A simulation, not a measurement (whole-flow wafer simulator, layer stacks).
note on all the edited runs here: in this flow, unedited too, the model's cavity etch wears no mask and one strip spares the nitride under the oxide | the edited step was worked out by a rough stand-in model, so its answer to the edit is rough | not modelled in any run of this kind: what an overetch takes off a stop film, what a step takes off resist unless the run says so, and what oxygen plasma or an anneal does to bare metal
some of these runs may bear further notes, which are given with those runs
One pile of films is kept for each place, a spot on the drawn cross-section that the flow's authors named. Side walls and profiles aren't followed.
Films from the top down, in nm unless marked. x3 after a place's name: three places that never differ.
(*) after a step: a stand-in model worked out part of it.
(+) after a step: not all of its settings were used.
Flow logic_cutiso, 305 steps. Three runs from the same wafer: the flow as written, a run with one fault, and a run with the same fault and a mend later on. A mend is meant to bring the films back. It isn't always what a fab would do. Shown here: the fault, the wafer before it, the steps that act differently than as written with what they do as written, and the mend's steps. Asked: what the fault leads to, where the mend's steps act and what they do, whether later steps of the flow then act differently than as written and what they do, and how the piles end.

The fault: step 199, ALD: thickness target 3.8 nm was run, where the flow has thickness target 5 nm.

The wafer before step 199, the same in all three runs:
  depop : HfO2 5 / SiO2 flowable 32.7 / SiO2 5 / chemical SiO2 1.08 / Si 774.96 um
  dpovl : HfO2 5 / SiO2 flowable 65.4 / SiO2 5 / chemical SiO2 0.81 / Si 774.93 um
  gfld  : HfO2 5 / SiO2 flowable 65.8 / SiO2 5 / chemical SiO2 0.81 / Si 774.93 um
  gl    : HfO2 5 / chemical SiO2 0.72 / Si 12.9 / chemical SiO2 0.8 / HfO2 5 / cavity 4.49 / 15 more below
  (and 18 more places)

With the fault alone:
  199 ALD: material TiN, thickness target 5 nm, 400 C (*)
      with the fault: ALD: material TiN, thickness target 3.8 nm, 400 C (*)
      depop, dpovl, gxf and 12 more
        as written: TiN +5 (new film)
        with the fault: TiN +3.8 (new film)
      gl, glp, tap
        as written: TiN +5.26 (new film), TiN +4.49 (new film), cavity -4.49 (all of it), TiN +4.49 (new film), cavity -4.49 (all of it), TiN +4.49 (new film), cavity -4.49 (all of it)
        with the fault: TiN +3.8 (new film), TiN +4.49 (new film), cavity -4.49 (all of it), TiN +4.49 (new film), cavity -4.49 (all of it), TiN +4.49 (new film), cavity -4.49 (all of it)
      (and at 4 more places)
  Later steps of the flow that act differently than as written (5 more steps differ only slightly, by at most 2% or 0.5 nm, whichever is larger, and aren't shown):
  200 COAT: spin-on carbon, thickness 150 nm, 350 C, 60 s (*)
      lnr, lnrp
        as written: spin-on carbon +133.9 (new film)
        with the fault: spin-on carbon +130.4 (new film)
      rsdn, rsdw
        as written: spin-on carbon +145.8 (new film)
        with the fault: spin-on carbon +142.2 (new film)
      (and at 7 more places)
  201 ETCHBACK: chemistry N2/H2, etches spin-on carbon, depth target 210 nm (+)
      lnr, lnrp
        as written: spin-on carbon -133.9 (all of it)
        with the fault: spin-on carbon -130.4 (all of it)
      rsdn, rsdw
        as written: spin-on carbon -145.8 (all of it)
        with the fault: spin-on carbon -142.2 (all of it)
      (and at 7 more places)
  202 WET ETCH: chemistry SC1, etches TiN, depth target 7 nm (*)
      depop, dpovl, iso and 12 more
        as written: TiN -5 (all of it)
        with the fault: TiN -3.8 (all of it)
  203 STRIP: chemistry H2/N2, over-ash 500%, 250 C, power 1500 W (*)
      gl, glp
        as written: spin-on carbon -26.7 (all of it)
        with the fault: spin-on carbon -23.4 (all of it)
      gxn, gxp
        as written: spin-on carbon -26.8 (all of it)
        with the fault: spin-on carbon -23.1 (all of it)
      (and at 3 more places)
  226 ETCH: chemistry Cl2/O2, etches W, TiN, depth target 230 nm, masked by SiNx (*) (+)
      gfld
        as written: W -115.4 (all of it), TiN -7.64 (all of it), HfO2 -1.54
        with the fault: W -116.6 (all of it), TiN -6.44 (all of it), HfO2 -1.54
  At the end the piles differ from the flow's by more than 2% or 0.5 nm, whichever is larger, at gl, glp, gxf, gxn, gxp, tap.
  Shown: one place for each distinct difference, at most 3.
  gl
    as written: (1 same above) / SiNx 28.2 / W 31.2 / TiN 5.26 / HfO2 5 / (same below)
    with the fault: (1 same above) / SiNx 28.2 / W 32.7 / TiN 3.8 / HfO2 5 / (same below)
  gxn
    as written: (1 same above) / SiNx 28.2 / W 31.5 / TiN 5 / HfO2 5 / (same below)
    with the fault: (1 same above) / SiNx 28.2 / W 32.7 / TiN 3.8 / HfO2 5 / (same below)
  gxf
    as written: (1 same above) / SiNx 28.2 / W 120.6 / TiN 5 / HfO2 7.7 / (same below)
    with the fault: (1 same above) / SiNx 28.2 / W 121.8 / TiN 3.8 / HfO2 7.7 / (same below)

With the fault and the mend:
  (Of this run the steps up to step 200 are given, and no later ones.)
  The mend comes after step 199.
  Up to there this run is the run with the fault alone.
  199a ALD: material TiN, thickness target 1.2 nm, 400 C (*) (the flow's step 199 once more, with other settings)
      depop, dpovl, gfld and 19 more
        TiN +1.2
  No later step of the flow up to step 200 acts differently than as written, at any place that is followed, by more than 2% or 0.5 nm, whichever is larger.
  After step 200 the piles differ from the flow's only slightly at the places that both follow, by at most 2% or 0.5 nm, whichever is larger.
